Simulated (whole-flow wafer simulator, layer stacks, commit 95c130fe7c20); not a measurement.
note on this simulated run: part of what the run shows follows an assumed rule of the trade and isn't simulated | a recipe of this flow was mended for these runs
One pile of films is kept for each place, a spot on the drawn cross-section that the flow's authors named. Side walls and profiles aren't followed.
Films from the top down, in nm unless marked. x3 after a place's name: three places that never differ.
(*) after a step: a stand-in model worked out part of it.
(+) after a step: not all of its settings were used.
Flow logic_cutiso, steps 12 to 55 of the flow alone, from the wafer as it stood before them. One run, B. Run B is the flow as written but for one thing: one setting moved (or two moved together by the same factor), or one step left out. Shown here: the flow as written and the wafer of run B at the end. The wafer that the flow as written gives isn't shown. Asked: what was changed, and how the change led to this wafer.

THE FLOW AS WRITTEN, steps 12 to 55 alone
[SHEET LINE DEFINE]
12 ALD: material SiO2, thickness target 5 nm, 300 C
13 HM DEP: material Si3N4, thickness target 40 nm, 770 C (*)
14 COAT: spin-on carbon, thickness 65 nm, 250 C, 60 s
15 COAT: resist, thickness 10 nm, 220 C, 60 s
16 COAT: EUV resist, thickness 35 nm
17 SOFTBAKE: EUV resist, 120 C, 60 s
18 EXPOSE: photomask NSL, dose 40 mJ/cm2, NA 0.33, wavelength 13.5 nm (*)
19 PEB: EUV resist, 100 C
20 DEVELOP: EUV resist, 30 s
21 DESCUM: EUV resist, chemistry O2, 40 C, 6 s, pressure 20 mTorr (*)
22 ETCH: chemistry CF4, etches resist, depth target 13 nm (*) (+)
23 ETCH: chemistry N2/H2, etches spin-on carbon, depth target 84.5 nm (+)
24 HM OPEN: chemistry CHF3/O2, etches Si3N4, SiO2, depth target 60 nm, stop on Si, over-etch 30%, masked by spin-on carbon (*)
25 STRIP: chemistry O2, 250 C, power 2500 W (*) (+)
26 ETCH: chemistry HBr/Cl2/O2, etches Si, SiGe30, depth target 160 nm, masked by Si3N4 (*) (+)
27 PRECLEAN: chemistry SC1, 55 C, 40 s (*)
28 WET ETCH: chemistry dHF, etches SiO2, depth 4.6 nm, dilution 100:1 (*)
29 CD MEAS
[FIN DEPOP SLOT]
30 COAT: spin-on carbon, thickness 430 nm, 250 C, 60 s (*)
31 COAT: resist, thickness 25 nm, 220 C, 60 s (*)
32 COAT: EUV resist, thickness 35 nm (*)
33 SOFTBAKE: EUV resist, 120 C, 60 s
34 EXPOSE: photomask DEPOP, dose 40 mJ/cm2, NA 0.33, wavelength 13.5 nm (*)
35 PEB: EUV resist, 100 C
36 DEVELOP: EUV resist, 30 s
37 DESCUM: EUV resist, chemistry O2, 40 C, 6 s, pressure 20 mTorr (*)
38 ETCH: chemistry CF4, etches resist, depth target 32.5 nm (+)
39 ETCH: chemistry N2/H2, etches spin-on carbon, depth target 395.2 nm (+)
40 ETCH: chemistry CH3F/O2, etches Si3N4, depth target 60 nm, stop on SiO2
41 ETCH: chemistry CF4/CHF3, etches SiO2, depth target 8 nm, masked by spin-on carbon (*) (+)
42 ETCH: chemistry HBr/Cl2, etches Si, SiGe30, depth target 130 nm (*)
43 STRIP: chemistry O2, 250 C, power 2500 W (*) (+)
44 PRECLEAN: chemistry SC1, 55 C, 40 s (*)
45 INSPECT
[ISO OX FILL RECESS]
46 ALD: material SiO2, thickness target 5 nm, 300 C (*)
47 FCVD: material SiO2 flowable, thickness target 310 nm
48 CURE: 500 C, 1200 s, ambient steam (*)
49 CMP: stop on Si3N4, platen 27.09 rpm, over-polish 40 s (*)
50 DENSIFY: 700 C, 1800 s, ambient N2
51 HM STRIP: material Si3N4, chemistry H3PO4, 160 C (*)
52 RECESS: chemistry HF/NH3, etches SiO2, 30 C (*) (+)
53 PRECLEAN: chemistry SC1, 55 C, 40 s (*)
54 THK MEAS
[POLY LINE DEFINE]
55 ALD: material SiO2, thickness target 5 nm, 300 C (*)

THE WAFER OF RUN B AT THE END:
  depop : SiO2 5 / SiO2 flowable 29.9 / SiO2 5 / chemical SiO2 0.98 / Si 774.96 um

The cause: step 41, ETCH: depth target 6.2 nm was run, where the flow has depth target 8 nm.

How the change led to this, step by step:
  41 ETCH: chemistry CF4/CHF3, etches SiO2, depth target 8 nm, masked by spin-on carbon (*) (+)
      gfld: resist -6.2 (as written it would be: resist -7.79 (all of it), spin-on carbon -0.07)
      gl: resist -6.2 (as written it would be: resist -6.59 (all of it), spin-on carbon -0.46)
      (and at 20 more places)
  42 ETCH: chemistry HBr/Cl2, etches Si, SiGe30, depth target 130 nm (*)
      gfld: resist -1.59 (all of it), spin-on carbon -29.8 (as written it would be: spin-on carbon -32)
      gxf: resist -1.27 (all of it), spin-on carbon -30.2 (as written it would be: spin-on carbon -32)
      (and at 7 more places)
